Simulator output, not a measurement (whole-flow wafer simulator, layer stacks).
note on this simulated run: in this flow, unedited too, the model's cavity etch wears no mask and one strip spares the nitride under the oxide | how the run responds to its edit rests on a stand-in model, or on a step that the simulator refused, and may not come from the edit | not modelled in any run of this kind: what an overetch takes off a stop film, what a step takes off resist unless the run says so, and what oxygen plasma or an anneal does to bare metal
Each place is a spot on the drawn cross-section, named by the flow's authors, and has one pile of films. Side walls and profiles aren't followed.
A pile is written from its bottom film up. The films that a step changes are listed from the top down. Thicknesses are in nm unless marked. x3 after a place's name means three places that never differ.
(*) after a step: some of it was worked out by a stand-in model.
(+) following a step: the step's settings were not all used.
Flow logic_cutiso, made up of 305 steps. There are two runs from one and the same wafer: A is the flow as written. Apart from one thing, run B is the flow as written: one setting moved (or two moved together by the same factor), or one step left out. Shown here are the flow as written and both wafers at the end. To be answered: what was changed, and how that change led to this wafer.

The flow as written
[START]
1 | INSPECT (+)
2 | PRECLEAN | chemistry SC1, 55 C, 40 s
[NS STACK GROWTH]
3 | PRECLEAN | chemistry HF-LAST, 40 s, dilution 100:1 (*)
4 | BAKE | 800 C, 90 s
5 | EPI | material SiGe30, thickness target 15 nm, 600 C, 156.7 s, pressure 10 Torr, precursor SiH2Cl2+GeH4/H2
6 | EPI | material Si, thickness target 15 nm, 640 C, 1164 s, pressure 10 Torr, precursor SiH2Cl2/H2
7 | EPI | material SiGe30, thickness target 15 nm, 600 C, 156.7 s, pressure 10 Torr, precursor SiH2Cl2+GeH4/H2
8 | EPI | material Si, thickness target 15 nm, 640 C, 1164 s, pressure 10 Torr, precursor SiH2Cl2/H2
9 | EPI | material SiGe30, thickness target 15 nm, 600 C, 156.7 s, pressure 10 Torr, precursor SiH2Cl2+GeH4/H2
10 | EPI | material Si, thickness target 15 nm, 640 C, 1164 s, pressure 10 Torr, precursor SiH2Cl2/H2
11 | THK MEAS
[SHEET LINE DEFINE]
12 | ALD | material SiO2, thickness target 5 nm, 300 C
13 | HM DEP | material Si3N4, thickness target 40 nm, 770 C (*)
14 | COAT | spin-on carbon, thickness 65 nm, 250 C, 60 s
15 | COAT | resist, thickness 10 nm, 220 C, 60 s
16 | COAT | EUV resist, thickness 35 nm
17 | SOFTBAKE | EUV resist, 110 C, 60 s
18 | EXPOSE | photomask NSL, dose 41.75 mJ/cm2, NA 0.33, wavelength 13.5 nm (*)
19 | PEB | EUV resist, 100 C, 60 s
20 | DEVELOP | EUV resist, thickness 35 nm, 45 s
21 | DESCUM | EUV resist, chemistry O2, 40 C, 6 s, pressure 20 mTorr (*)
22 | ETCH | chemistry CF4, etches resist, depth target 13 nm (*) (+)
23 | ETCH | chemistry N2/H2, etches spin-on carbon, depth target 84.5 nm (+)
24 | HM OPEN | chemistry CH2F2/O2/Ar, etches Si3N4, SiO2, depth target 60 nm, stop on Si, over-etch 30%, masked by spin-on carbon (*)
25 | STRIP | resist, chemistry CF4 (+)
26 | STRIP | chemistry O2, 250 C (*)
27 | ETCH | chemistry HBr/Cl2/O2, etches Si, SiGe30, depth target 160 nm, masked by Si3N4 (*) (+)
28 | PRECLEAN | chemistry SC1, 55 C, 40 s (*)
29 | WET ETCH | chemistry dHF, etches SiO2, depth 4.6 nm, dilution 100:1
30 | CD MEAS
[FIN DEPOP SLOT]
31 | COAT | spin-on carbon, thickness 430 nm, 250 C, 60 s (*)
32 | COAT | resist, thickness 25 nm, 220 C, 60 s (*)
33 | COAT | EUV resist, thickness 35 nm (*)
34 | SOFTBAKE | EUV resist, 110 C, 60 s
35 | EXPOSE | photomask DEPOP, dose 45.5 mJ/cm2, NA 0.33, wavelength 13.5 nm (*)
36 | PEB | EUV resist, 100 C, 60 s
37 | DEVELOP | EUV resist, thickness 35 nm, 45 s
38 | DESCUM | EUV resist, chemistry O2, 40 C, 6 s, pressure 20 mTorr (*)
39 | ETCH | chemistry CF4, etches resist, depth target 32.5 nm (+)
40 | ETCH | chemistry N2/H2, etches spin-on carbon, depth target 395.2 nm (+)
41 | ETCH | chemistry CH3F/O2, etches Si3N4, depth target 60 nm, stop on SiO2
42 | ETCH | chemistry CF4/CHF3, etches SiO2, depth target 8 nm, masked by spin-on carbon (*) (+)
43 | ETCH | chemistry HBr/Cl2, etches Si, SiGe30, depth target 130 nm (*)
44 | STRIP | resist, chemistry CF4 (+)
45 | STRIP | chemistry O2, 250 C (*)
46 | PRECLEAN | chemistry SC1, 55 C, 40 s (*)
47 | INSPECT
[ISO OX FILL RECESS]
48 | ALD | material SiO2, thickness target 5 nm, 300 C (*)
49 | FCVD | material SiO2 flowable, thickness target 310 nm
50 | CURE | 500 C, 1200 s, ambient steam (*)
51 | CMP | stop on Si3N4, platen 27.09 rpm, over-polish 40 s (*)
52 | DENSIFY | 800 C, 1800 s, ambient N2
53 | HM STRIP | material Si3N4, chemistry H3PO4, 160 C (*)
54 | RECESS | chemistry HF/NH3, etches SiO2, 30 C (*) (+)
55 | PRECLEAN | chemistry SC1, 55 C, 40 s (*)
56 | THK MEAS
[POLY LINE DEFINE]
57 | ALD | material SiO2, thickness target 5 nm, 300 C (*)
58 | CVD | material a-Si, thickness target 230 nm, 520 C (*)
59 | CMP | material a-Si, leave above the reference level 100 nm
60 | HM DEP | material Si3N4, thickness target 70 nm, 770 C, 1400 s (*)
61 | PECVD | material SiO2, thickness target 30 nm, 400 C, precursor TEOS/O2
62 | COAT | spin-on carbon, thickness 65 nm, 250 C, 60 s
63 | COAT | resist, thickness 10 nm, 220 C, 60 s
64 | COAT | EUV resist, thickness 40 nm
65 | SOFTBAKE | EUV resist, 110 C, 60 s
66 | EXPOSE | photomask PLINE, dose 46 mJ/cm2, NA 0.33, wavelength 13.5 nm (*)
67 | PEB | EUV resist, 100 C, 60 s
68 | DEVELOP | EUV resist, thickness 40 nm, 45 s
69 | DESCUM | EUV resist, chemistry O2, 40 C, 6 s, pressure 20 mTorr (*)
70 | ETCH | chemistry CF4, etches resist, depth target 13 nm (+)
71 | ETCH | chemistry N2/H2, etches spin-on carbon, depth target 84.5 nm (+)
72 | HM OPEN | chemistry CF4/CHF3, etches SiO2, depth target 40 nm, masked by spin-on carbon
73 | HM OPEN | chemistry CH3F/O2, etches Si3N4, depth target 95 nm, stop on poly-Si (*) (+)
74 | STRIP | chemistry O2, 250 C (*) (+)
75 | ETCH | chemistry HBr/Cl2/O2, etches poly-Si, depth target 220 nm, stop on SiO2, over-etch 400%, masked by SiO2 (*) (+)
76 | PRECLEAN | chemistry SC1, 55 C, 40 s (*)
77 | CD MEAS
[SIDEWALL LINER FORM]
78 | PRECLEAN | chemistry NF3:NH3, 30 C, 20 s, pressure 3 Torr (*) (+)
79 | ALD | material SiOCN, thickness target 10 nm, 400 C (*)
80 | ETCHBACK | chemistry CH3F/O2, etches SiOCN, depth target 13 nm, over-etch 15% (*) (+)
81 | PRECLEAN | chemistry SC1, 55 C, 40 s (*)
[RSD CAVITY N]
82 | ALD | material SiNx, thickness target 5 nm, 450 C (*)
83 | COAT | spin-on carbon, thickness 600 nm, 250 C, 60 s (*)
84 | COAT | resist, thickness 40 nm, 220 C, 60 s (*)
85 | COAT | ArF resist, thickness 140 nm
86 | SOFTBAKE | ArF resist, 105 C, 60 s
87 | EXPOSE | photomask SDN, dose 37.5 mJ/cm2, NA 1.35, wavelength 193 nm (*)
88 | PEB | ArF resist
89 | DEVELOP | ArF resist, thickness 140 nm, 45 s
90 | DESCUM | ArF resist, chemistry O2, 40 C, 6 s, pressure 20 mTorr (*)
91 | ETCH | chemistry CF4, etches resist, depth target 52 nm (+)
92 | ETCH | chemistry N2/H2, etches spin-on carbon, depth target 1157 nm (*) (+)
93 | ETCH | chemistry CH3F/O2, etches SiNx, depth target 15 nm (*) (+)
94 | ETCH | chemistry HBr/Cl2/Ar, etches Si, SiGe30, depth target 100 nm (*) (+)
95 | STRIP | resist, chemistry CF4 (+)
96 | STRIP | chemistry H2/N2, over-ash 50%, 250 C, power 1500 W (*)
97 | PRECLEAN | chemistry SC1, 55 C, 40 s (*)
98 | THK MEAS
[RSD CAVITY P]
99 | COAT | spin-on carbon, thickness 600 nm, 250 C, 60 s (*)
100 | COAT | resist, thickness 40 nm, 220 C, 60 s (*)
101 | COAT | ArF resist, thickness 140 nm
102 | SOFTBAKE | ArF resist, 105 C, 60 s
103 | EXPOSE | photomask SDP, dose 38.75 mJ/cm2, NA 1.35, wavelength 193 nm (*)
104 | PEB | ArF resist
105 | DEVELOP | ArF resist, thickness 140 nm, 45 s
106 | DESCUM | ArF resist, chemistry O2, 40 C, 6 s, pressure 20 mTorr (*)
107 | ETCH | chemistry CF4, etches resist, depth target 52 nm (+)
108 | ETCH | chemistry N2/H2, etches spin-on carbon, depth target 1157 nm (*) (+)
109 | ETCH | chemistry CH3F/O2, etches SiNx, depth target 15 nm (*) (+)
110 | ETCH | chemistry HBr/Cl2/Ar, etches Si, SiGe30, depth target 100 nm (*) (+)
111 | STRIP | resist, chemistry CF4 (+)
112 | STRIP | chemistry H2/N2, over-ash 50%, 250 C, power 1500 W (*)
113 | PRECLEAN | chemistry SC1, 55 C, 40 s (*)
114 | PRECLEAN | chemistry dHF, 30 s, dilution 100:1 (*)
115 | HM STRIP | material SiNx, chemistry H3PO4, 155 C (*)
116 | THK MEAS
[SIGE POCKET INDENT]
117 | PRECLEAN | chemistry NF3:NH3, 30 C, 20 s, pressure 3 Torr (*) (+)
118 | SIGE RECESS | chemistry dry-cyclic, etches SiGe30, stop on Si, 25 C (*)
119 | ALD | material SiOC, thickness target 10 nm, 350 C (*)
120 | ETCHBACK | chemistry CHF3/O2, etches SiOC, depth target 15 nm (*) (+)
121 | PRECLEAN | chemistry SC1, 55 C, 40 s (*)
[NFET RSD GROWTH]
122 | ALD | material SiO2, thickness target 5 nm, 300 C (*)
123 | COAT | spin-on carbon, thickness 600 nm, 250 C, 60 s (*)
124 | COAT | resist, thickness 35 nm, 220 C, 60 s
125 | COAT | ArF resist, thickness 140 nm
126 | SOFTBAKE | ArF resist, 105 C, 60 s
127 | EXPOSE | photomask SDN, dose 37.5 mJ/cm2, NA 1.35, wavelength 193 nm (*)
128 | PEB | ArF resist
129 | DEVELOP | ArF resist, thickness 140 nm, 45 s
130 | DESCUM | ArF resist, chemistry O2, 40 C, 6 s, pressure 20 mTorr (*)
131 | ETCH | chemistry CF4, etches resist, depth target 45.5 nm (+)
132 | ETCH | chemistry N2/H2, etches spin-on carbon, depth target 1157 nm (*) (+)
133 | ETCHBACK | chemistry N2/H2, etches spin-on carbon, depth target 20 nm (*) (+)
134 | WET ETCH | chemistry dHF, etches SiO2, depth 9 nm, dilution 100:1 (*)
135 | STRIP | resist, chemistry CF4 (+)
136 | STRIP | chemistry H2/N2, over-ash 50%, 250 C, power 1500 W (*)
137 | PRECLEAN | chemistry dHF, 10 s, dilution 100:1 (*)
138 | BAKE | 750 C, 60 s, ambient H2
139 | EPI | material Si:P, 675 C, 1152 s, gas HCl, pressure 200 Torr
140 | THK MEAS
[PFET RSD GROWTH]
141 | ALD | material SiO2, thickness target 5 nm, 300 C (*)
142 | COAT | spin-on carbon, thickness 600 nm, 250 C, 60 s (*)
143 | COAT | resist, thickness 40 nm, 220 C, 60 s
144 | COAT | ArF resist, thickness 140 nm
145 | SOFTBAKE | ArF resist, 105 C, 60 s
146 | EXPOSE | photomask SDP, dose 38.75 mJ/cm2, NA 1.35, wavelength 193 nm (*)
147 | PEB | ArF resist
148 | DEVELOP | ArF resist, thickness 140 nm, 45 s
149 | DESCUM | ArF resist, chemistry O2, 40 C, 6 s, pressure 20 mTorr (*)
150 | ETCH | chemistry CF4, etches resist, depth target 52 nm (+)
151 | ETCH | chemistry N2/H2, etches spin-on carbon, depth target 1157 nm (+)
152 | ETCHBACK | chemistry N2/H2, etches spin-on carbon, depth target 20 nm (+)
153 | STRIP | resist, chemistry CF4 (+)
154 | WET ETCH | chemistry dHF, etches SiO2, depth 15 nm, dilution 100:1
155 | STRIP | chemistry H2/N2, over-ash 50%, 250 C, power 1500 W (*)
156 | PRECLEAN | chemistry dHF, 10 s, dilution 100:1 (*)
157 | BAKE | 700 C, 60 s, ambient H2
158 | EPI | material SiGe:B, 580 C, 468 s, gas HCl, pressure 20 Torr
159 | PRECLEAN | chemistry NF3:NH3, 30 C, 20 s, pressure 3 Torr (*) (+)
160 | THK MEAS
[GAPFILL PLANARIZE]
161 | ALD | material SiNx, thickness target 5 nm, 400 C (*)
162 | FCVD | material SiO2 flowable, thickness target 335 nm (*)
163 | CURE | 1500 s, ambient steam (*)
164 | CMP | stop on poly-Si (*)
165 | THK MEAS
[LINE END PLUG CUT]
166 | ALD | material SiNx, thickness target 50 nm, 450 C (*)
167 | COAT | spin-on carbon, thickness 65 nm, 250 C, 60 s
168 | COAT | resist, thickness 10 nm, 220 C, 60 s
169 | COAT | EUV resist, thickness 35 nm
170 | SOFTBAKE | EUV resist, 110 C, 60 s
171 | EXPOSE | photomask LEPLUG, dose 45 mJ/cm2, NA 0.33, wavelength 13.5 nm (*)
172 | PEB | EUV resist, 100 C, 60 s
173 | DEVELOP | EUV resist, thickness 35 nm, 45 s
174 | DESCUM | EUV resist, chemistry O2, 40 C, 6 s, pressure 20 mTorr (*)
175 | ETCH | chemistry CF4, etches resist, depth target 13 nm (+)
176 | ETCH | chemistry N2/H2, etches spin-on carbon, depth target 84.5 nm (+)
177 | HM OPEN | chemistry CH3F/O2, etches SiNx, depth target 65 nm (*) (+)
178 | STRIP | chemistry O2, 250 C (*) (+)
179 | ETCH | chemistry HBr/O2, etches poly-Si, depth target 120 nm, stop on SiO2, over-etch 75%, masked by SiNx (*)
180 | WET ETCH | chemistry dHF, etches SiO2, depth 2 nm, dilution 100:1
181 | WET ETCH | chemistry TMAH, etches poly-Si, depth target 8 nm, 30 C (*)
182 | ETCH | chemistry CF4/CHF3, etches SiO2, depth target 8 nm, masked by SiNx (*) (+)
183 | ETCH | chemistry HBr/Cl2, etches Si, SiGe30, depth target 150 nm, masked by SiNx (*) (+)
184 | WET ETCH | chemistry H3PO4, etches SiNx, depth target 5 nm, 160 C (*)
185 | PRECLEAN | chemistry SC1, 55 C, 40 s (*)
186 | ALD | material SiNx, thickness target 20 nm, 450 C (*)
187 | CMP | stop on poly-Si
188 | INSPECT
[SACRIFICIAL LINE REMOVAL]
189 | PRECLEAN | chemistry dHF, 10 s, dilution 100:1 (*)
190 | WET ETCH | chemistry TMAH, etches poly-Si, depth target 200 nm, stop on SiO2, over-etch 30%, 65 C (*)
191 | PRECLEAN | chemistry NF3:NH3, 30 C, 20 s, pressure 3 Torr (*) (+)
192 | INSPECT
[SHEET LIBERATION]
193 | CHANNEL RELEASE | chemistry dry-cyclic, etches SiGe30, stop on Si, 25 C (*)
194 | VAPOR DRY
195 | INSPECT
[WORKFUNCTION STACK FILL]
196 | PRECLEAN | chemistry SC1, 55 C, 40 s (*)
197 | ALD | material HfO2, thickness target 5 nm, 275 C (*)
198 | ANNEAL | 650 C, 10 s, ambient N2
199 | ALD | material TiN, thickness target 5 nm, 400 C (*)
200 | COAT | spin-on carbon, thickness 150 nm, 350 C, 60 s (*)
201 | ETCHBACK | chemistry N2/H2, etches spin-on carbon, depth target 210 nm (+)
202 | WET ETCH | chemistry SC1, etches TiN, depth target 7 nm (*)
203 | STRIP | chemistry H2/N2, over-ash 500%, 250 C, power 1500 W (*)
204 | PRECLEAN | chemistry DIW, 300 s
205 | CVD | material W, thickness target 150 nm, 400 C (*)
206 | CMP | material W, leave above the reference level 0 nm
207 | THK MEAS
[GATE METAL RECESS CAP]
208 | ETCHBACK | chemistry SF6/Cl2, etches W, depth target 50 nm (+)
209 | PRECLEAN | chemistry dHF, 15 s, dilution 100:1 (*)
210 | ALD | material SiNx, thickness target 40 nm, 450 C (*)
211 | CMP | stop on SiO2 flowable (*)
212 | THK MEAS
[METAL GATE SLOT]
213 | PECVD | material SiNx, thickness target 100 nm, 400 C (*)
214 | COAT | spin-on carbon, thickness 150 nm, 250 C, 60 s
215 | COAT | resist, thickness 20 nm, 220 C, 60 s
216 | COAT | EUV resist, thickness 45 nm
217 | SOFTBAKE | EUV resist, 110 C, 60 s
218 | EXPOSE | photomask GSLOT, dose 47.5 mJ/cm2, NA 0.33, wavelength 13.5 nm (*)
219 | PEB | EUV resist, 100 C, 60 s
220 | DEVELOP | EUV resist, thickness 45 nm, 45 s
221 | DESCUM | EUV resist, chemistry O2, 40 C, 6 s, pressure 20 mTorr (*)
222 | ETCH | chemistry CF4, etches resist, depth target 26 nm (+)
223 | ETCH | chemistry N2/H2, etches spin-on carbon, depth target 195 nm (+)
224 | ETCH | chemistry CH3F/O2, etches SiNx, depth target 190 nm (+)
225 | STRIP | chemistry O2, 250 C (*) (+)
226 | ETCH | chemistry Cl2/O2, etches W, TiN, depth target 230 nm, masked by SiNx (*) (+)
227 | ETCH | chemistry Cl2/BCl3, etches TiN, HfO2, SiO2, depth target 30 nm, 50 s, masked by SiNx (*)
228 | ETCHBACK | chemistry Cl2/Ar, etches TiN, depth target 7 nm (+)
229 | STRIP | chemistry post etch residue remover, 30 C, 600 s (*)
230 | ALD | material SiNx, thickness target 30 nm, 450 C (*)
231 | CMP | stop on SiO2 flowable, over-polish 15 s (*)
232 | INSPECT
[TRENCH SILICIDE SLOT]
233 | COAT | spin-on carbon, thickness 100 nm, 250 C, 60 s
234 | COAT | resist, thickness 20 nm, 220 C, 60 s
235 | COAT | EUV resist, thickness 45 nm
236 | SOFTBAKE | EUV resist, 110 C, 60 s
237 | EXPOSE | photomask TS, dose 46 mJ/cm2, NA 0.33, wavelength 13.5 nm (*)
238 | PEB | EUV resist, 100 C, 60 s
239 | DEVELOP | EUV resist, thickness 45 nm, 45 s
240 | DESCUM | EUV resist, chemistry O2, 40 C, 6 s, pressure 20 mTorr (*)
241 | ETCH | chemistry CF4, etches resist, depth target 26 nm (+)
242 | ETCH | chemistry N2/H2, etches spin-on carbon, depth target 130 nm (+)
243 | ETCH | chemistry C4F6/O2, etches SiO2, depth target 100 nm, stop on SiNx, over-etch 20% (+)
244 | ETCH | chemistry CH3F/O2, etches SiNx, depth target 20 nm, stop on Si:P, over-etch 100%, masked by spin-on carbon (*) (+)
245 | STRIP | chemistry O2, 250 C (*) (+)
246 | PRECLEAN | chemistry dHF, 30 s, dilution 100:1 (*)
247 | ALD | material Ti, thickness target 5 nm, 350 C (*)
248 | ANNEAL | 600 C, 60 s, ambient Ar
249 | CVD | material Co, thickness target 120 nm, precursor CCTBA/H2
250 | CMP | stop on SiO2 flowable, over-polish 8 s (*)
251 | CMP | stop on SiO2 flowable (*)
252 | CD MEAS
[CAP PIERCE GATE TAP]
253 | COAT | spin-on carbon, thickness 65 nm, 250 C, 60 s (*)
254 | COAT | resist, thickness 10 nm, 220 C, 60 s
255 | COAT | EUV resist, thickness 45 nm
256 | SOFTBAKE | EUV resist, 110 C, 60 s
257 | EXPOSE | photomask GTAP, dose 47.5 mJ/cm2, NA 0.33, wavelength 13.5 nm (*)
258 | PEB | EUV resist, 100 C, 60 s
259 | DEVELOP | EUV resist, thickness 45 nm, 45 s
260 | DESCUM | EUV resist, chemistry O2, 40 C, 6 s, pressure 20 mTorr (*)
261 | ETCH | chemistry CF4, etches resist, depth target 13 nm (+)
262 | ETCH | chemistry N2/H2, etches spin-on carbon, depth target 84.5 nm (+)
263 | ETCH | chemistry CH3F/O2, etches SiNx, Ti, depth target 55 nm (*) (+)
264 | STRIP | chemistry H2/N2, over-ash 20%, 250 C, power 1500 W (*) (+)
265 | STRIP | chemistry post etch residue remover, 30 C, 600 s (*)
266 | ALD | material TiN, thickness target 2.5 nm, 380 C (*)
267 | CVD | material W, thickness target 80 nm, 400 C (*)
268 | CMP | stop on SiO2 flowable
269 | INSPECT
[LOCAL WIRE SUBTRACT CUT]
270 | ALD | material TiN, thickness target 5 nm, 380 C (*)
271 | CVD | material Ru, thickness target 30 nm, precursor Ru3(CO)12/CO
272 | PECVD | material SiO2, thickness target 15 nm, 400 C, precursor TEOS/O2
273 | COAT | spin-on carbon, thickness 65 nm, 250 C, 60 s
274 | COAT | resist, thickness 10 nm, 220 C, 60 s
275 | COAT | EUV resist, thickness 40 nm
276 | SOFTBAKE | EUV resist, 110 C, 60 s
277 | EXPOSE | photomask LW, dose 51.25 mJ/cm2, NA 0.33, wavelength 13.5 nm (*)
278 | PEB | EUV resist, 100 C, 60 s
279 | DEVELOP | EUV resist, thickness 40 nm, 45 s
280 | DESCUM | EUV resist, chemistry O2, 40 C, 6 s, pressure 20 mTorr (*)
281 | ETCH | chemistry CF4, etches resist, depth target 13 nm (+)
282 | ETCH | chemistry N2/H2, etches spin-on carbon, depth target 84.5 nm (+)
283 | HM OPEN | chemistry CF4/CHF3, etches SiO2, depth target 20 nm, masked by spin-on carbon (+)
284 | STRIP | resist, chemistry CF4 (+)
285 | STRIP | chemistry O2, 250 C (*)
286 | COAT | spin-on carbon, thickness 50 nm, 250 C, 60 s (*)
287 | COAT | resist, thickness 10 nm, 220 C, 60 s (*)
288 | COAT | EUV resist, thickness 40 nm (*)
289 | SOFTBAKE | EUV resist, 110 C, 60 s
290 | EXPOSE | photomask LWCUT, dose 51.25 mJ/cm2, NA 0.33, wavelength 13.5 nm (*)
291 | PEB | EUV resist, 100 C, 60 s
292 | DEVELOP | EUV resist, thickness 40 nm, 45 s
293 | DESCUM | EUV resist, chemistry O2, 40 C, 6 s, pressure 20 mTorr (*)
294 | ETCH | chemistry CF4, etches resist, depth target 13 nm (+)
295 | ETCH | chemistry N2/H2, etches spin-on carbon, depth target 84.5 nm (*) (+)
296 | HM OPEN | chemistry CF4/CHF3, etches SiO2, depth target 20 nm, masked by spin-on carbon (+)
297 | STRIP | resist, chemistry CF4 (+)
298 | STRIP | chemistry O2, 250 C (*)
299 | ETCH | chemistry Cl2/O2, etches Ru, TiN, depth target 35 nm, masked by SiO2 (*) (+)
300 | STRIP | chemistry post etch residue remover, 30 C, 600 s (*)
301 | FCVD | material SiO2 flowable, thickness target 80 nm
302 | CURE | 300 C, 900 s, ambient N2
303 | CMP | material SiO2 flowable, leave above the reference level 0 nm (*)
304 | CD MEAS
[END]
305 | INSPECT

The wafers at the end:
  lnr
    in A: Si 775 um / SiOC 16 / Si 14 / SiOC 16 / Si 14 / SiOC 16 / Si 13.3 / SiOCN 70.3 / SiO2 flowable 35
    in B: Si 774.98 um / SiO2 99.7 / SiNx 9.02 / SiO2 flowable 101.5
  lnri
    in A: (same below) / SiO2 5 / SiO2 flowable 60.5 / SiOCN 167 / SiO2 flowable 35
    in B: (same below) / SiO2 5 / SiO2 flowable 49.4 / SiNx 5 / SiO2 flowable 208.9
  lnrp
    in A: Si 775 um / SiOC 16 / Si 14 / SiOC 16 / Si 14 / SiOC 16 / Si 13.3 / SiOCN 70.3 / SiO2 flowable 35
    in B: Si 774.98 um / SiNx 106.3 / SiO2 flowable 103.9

The reason: step 79, ALD: material SiOCN, thickness target 10 nm, 400 C (*), was skipped.

How this came from the change, step by step:
  80 | ETCHBACK | chemistry CH3F/O2, etches SiOCN, depth target 13 nm, over-etch 15% (*) (+)
      depop, dpovl, gfld and 10 more: A -10 SiOCN (all of it), -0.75 SiO2 | B -3.25 SiO2
      rsdn, rsdp, rsdw, rsdx: A -10 SiOCN (all of it), -0.7 Si | B -3.02 Si
      (as well as at 5 more places)
  83 | COAT | spin-on carbon, thickness 600 nm, 250 C, 60 s (*)
      gl, gxn, gxp: A +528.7 spin-on carbon (new film) | B +479.8 spin-on carbon (new film)
      glp, plug, tap: A +528.7 spin-on carbon (new film) | B +479.9 spin-on carbon (new film)
      (as well as at 11 more places)
  92 | ETCH | chemistry N2/H2, etches spin-on carbon, depth target 1157 nm (*) (+)
      gl, gxn, tap: A -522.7 spin-on carbon (all of it), -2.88 SiNx | B -473.8 spin-on carbon (all of it), -5 SiNx (all of it), -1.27 SiO2
      depop, dpovl, gfld and 12 more: A -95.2 ArF resist (all of it), -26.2 resist | B -95.2 ArF resist (all of it), -33.5 resist
      (as well as at 4 more places)
  93 | ETCH | chemistry CH3F/O2, etches SiNx, depth target 15 nm (*) (+)
      gl, gxn, tap: A -2.12 SiNx (all of it), -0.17 SiO2 | B -0.16 SiO2
      lnr, lnrt: A -2.15 SiNx (all of it), -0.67 SiOCN | B -1.4 SiNx (all of it), -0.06 chemical SiO2
      (as well as at 2 more places)
  94 | ETCH | chemistry HBr/Cl2/Ar, etches Si, SiGe30, depth target 100 nm (*) (+)
      lnr, lnrt: A nothing | B -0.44 chemical SiO2 (all of it), -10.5 Si (all of it), -15 SiGe30 (all of it), -15 Si (all of it), -15 SiGe30 (all of it), -15 Si (all of it), -15 SiGe30 (all of it), -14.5 Si
      rsdn, rsdx: A -0.49 chemical SiO2 (all of it), -12.8 Si (all of it), -15 SiGe30 (all of it), -15 Si (all of it), -15 SiGe30 (all of it), -15 Si (all of it), -15 SiGe30 (all of it), -12.2 Si | B -0.44 chemical SiO2 (all of it), -10.5 Si (all of it), -15 SiGe30 (all of it), -15 Si (all of it), -15 SiGe30 (all of it), -15 Si (all of it), -15 SiGe30 (all of it), -14.5 Si
  95 | STRIP | resist, chemistry CF4 (+)
      depop, dpovl, isow, ns, nsgap: A -13 resist (all of it) | B -6.04 resist (all of it)
      gfld, lnri: A -13 resist (all of it) | B -6.14 resist (all of it)
      (as well as at 8 more places)
  96 | STRIP | chemistry H2/N2, over-ash 50%, 250 C, power 1500 W (*)
      gfld, gxf: A -528.6 spin-on carbon (all of it) | B -479.7 spin-on carbon (all of it)
      glp, plug: A -528.7 spin-on carbon (all of it) | B -479.9 spin-on carbon (all of it)
      (as well as at 6 more places)
  99 | COAT | spin-on carbon, thickness 600 nm, 250 C, 60 s (*)
      gl, gxn: A +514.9 spin-on carbon (new film) | B +459.2 spin-on carbon (new film)
      glp, gxp: A +509.9 spin-on carbon (new film) | B +453 spin-on carbon (new film)
      (as well as at 13 more places)
  108 | ETCH | chemistry N2/H2, etches spin-on carbon, depth target 1157 nm (*) (+)
      glp, gxp: A -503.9 spin-on carbon (all of it), -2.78 SiNx | B -446.9 spin-on carbon (all of it), -5 SiNx (all of it), -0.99 SiO2
      depop, dpovl, gfld and 14 more: A -95.2 ArF resist (all of it), -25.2 resist | B -95.2 ArF resist (all of it), -32.1 resist
      (as well as at 3 more places)
  109 | ETCH | chemistry CH3F/O2, etches SiNx, depth target 15 nm (*) (+)
      rsdp, rsdw: A -4.26 SiNx (all of it) | B -1.55 SiNx (all of it), -0.06 chemical SiO2
      glp: A -2.22 SiNx (all of it), -0.17 SiO2 | B -0.18 SiO2
      (as well as at 2 more places)
  110 | ETCH | chemistry HBr/Cl2/Ar, etches Si, SiGe30, depth target 100 nm (*) (+)
      lnrp: A nothing | B -0.43 chemical SiO2 (all of it), -10.5 Si (all of it), -15 SiGe30 (all of it), -15 Si (all of it), -15 SiGe30 (all of it), -15 Si (all of it), -15 SiGe30 (all of it), -14.5 Si
      rsdp, rsdw: A -0.49 chemical SiO2 (all of it), -12.8 Si (all of it), -15 SiGe30 (all of it), -15 Si (all of it), -15 SiGe30 (all of it), -15 Si (all of it), -15 SiGe30 (all of it), -12.2 Si | B -0.43 chemical SiO2 (all of it), -10.5 Si (all of it), -15 SiGe30 (all of it), -15 Si (all of it), -15 SiGe30 (all of it), -15 Si (all of it), -15 SiGe30 (all of it), -14.5 Si
  111 | STRIP | resist, chemistry CF4 (+)
      depop, dpovl, isow, ns, nsgap: A -14 resist (all of it) | B -7.45 resist (all of it)
      gl, lnr, rsdx: A -14.1 resist (all of it) | B -7.57 resist (all of it)
      (as well as at 9 more places)
  112 | STRIP | chemistry H2/N2, over-ash 50%, 250 C, power 1500 W (*)
      gl, gxn: A -514.9 spin-on carbon (all of it) | B -459.2 spin-on carbon (all of it)
      lnr, lnrt: A -517.6 spin-on carbon (all of it) | B -745.7 spin-on carbon (all of it)
      (as well as at 8 more places)
  114 | PRECLEAN | chemistry dHF, 30 s, dilution 100:1 (*)
      lnr, lnrt: A -0.49 SiOCN | B -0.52 chemical SiO2 (all of it)
  115 | HM STRIP | material SiNx, chemistry H3PO4, 155 C (*)
      lnr, lnrp, lnrt: A -0.58 SiOCN | B +0.5 chemical SiO2 (new film), -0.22 Si
  117 | PRECLEAN | chemistry NF3:NH3, 30 C, 20 s, pressure 3 Torr (*) (+)
      lnri: A -0.3 SiOCN | B -2.15 SiO2 flowable
  ... another 47 steps ...
  301 | FCVD | material SiO2 flowable, thickness target 80 nm
      lnr, lnri, lnrp: A +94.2 SiO2 flowable (new film) | B +94.2 SiO2 flowable
